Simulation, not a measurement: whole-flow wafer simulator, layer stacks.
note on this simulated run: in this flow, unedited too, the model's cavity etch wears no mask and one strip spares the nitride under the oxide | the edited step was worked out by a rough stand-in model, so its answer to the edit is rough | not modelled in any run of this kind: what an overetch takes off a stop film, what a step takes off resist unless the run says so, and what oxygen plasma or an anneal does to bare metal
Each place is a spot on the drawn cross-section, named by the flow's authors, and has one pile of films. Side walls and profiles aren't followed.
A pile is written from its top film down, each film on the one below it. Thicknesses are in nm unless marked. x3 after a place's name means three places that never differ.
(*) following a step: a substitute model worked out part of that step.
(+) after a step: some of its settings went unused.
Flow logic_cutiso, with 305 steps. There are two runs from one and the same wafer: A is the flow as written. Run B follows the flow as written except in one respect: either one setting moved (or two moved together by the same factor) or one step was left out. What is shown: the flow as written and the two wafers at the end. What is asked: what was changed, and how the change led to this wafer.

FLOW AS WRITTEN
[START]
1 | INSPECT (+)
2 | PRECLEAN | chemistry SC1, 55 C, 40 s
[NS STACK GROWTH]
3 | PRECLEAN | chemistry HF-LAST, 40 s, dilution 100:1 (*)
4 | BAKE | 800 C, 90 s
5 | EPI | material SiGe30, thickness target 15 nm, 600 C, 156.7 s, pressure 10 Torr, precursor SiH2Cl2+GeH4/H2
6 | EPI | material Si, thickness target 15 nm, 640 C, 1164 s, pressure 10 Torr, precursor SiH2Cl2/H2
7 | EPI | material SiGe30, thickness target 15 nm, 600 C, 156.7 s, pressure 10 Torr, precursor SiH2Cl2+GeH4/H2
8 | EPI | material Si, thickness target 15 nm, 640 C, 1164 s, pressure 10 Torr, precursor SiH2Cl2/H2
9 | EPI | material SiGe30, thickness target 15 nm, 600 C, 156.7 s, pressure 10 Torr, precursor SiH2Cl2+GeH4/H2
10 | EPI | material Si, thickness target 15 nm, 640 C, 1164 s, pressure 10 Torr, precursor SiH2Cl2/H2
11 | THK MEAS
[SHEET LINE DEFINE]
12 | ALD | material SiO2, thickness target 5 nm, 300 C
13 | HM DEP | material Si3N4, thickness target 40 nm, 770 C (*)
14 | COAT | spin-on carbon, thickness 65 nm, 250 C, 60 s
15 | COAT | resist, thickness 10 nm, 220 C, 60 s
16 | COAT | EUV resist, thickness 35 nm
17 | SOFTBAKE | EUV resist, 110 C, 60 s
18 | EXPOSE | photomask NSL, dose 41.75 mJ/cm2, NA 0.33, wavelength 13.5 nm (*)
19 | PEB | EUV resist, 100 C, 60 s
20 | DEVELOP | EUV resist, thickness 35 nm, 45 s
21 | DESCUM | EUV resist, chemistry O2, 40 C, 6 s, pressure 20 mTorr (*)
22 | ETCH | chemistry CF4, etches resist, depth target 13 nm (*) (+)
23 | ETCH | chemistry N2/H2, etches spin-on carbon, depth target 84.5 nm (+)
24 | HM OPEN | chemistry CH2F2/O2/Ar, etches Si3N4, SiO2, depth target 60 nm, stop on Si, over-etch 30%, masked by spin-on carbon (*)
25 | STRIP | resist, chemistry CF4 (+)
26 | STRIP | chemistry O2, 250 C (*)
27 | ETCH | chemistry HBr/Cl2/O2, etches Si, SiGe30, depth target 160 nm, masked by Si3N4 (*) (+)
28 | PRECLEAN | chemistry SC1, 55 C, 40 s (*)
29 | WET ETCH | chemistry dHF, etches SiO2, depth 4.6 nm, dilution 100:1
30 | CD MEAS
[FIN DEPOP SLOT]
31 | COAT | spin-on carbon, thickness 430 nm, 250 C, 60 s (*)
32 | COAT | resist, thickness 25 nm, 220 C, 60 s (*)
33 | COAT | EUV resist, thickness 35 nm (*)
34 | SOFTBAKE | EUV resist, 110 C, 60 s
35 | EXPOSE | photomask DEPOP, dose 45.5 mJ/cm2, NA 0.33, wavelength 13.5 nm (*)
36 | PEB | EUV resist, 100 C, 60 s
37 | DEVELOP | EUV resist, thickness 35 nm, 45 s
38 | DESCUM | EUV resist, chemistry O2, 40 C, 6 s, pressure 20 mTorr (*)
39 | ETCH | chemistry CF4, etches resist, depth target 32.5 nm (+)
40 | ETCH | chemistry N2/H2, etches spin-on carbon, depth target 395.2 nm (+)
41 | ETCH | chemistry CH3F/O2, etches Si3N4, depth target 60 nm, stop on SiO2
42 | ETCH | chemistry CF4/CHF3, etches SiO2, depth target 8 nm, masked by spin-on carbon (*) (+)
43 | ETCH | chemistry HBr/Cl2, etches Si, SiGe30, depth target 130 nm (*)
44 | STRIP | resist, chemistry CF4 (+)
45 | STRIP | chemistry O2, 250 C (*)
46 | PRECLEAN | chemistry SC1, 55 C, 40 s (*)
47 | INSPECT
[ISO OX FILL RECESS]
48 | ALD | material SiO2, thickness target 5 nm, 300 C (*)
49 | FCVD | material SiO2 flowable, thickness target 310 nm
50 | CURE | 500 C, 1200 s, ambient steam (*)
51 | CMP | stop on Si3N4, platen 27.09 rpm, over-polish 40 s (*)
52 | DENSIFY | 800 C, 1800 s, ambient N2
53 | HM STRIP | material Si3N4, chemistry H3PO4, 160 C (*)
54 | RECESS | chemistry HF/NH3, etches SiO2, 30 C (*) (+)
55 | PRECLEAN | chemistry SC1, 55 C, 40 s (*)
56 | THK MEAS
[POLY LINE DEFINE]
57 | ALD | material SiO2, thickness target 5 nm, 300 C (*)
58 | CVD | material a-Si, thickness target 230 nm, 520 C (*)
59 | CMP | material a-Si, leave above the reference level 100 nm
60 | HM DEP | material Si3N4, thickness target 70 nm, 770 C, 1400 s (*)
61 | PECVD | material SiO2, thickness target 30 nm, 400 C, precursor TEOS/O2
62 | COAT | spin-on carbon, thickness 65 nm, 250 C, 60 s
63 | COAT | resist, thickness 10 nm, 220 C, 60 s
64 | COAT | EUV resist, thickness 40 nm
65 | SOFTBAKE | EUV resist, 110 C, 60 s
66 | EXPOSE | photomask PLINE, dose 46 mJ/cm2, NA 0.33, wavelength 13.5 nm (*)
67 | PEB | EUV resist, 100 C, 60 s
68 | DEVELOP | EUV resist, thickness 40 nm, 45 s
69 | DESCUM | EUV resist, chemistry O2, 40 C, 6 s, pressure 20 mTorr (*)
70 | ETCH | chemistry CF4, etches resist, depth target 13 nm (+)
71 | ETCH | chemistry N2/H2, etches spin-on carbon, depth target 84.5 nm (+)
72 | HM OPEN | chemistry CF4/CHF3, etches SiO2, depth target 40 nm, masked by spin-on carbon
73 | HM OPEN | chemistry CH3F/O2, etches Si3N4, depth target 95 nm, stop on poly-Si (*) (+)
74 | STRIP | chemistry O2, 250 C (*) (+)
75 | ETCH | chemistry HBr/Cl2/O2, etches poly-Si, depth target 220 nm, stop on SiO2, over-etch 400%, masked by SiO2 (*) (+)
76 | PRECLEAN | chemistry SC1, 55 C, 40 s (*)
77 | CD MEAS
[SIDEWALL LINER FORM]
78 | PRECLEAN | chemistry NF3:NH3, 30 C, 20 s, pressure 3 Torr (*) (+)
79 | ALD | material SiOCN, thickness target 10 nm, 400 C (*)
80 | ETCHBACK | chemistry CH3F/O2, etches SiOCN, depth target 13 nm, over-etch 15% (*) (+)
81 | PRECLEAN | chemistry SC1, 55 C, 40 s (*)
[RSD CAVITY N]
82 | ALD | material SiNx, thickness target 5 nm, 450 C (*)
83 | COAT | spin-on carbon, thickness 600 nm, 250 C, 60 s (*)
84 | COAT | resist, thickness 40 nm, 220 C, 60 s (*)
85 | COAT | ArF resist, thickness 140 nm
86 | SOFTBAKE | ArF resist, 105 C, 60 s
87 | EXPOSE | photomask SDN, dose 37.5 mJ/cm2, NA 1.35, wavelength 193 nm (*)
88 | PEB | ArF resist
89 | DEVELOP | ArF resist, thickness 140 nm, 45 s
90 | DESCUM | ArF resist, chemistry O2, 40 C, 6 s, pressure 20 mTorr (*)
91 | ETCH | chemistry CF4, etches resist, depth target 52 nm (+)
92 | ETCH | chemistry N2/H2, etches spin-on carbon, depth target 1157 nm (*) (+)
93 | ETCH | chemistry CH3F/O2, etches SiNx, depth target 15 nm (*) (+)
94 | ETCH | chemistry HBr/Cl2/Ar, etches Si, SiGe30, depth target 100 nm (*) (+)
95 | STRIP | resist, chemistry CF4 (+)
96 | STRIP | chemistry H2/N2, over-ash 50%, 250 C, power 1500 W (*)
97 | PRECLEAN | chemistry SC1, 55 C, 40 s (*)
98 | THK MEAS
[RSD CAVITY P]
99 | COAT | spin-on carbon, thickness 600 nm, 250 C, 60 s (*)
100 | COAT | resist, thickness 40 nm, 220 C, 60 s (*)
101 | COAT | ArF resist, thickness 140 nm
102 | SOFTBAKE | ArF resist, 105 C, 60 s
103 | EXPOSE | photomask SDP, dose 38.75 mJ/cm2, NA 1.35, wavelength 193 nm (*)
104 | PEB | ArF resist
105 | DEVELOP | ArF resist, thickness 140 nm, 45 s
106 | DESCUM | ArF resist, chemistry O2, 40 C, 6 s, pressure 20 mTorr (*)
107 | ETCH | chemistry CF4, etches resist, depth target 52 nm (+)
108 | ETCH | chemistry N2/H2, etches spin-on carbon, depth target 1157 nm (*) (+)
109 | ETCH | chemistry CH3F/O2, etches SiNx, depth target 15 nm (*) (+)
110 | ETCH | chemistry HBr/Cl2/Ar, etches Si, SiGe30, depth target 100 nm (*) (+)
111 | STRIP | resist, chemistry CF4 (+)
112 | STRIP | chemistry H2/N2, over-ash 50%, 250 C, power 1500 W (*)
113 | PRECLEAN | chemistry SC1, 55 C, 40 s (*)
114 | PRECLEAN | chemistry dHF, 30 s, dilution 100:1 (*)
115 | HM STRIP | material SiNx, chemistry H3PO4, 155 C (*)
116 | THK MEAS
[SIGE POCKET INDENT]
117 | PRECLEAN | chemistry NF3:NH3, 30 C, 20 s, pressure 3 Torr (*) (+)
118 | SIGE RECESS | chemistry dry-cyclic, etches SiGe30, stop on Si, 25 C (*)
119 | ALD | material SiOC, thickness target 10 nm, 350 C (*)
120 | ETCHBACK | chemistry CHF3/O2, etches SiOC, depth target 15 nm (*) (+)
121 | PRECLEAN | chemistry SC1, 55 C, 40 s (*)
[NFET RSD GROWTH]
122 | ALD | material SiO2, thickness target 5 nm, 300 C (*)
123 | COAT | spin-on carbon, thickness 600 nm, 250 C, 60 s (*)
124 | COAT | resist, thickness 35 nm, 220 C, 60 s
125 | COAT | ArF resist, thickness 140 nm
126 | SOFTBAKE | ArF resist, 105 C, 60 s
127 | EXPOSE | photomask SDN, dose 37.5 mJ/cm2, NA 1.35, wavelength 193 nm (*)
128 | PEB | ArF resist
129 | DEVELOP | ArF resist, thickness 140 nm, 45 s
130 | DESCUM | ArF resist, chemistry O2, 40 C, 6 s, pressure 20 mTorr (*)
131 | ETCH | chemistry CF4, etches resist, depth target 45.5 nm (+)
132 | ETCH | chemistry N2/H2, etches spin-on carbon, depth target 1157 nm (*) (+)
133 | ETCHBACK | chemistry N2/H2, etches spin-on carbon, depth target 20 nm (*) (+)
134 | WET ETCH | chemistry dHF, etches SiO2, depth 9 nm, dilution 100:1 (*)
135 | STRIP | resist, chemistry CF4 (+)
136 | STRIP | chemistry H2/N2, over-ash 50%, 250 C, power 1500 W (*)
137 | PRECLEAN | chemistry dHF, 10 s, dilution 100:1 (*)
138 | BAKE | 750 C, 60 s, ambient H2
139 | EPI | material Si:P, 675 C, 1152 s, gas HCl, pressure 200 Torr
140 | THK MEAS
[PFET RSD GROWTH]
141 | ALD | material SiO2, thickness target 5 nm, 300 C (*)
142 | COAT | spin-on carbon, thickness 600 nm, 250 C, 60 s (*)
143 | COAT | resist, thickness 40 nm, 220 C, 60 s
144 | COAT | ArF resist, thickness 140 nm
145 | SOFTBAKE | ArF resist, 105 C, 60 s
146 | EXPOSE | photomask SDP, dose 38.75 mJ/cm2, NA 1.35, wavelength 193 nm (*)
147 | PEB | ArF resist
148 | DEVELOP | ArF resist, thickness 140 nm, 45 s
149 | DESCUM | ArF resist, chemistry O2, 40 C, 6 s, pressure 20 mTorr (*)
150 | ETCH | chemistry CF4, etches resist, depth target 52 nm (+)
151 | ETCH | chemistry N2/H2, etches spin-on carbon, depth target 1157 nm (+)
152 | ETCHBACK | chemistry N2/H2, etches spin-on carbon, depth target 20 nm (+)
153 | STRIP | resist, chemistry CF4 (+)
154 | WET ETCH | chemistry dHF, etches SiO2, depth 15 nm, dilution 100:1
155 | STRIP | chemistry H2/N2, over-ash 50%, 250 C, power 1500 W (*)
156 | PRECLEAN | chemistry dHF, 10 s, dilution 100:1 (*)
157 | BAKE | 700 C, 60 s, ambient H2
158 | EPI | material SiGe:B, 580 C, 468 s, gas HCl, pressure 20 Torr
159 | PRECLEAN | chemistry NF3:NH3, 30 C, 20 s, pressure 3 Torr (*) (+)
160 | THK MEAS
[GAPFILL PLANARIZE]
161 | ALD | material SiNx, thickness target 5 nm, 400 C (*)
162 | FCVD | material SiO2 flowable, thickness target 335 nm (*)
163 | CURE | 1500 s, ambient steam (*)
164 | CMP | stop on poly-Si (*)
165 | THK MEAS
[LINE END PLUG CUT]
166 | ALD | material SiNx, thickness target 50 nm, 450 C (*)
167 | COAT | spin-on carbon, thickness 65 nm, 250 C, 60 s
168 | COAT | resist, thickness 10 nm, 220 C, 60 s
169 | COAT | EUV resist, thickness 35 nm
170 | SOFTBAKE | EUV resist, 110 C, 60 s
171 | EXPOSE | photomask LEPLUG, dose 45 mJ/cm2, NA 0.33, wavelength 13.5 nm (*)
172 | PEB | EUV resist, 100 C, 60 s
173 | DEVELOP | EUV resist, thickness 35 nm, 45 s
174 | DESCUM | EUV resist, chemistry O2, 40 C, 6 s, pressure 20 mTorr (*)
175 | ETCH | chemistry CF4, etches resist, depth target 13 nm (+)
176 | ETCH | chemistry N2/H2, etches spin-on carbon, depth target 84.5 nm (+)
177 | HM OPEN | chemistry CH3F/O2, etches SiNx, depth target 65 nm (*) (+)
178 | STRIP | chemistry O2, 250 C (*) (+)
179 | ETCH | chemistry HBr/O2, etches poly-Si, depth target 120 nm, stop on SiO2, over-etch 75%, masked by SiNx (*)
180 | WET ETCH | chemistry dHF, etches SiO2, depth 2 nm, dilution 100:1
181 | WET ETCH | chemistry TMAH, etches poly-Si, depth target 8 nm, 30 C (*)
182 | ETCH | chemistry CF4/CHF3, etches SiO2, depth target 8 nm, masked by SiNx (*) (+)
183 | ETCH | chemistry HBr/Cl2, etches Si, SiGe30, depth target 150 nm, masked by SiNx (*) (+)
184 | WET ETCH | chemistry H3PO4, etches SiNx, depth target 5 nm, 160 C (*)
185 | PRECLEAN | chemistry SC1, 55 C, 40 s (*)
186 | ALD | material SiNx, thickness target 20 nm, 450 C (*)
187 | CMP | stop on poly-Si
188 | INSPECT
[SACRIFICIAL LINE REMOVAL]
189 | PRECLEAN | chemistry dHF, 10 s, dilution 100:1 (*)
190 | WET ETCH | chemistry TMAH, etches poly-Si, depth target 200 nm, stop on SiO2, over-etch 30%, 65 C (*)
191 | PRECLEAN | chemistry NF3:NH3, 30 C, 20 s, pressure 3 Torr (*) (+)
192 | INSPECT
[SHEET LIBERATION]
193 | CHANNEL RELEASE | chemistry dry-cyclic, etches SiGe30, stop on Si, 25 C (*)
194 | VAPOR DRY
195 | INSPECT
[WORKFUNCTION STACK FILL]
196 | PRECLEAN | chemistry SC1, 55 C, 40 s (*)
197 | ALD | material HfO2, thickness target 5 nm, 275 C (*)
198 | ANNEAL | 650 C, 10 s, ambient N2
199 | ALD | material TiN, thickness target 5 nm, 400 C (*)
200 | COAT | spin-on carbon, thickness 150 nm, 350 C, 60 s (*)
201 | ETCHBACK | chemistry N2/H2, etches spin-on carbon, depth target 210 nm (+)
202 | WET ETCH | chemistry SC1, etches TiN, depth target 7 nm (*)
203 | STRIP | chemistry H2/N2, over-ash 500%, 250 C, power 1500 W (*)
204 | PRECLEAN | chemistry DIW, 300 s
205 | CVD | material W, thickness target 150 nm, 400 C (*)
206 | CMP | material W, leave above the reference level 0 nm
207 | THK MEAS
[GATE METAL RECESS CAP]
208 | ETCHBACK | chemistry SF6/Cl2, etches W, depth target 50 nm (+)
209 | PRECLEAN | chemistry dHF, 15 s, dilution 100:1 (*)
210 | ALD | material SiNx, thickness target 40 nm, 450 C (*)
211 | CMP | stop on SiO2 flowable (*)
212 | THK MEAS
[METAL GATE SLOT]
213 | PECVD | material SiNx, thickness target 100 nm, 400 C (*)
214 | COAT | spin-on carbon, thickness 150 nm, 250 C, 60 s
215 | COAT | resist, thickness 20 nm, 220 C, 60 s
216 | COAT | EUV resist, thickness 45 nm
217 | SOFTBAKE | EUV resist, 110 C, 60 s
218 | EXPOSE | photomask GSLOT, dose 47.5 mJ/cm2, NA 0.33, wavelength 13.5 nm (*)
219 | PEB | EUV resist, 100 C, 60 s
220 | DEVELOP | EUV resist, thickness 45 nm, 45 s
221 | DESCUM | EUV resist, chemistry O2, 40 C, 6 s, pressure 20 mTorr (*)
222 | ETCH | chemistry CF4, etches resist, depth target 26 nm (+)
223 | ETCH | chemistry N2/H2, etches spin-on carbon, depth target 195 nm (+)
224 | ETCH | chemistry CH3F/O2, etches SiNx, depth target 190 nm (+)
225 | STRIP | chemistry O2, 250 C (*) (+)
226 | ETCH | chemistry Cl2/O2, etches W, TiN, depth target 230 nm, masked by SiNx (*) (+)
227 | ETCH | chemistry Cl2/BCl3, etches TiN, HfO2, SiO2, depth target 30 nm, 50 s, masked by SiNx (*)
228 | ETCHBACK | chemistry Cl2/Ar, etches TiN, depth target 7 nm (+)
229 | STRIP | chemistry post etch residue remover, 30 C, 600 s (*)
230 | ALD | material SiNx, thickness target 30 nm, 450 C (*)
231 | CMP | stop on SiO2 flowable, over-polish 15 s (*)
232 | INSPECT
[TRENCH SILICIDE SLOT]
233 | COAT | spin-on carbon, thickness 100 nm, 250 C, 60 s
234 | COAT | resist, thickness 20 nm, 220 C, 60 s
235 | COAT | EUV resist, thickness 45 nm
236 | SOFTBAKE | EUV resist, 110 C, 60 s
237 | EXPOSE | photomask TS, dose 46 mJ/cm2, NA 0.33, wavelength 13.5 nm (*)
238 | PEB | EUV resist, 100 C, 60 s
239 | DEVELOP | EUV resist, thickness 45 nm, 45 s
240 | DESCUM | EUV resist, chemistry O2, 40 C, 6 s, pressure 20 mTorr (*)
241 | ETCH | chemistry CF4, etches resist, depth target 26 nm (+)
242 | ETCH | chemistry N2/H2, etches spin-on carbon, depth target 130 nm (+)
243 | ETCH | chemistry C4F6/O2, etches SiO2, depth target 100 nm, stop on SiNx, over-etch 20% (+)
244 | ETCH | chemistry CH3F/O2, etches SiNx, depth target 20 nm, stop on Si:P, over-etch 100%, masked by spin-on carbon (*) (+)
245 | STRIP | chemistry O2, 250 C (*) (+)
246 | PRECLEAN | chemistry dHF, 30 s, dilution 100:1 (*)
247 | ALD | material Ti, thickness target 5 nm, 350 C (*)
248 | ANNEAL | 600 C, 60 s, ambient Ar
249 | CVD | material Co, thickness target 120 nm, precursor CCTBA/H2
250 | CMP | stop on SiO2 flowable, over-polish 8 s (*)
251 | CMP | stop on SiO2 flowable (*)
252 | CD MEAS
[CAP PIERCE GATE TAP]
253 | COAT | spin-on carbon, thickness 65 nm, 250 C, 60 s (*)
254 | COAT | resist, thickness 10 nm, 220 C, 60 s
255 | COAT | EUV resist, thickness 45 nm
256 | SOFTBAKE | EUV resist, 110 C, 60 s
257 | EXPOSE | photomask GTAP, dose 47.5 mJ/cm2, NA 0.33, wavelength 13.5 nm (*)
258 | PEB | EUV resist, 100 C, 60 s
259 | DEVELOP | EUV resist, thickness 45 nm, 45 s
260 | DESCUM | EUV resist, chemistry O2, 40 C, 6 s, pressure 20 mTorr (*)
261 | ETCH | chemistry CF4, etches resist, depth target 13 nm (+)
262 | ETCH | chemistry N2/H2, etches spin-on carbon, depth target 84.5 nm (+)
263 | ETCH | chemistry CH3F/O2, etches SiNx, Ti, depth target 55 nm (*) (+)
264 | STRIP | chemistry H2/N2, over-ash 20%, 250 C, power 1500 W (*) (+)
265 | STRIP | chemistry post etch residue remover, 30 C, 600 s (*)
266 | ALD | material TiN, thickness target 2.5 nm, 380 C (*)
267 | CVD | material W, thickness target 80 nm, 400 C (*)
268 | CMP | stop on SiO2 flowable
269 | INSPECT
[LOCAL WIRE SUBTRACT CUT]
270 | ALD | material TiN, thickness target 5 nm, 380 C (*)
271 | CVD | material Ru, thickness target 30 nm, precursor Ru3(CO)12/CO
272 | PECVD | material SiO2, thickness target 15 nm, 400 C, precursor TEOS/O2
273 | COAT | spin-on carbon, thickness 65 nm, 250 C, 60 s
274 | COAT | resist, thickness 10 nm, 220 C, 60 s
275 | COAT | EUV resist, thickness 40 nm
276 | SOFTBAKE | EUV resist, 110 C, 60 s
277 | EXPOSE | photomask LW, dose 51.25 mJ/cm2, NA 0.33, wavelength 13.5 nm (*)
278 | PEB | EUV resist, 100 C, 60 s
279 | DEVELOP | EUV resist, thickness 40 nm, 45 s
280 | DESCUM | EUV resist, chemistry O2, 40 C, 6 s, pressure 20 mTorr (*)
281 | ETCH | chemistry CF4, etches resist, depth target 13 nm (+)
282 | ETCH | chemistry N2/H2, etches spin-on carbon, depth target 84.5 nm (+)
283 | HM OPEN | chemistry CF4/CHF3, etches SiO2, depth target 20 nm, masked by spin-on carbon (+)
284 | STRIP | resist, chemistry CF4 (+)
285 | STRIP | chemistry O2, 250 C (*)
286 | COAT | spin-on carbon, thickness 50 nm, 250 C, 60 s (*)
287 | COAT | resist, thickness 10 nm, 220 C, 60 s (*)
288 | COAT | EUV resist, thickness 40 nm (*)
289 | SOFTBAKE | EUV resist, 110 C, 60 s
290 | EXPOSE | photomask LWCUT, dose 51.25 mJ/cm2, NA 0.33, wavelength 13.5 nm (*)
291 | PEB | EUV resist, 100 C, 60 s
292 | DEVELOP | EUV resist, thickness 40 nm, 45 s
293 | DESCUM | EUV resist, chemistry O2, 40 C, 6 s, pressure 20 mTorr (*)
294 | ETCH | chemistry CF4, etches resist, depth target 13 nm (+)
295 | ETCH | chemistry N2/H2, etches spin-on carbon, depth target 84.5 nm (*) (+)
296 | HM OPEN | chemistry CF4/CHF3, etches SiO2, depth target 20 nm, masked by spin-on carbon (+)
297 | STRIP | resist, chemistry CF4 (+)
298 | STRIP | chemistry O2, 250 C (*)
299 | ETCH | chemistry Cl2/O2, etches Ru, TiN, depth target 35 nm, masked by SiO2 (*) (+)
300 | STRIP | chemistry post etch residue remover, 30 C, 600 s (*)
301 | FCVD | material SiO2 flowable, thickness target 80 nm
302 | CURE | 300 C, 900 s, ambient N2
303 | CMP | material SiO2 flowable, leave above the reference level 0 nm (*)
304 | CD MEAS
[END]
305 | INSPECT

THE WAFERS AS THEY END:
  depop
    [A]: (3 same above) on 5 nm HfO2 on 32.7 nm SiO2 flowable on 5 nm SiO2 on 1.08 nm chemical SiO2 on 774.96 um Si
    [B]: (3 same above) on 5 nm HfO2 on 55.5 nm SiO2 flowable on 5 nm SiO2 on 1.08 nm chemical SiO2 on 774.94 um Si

Cause: step 43, ETCH: depth target 152.8 nm was run, while the flow as written has depth target 130 nm.

How this came from the change, step by step:
  43 | ETCH | chemistry HBr/Cl2, etches Si, SiGe30, depth target 130 nm (*)
      dpovl, gl, glp and 16 more: A -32 spin-on carbon | B -36.6 spin-on carbon
      depop: A -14 Si (all of it), -15 SiGe30 (all of it), -15 Si (all of it), -15 SiGe30 (all of it), -15 Si (all of it), -15 SiGe30 (all of it), -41 Si | B -14 Si (all of it), -15 SiGe30 (all of it), -15 Si (all of it), -15 SiGe30 (all of it), -15 Si (all of it), -15 SiGe30 (all of it), -63.8 Si
      (also at 2 further places)
  45 | STRIP | chemistry O2, 250 C (*)
      dpovl: A +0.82 chemical SiO2 (new film), -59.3 spin-on carbon (all of it), -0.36 Si | B +0.82 chemical SiO2 (new film), -54.7 spin-on carbon (all of it), -0.36 Si
  49 | FCVD | material SiO2 flowable, thickness target 310 nm
      depop: A +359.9 SiO2 flowable (new film) | B +380.3 SiO2 flowable (new film)
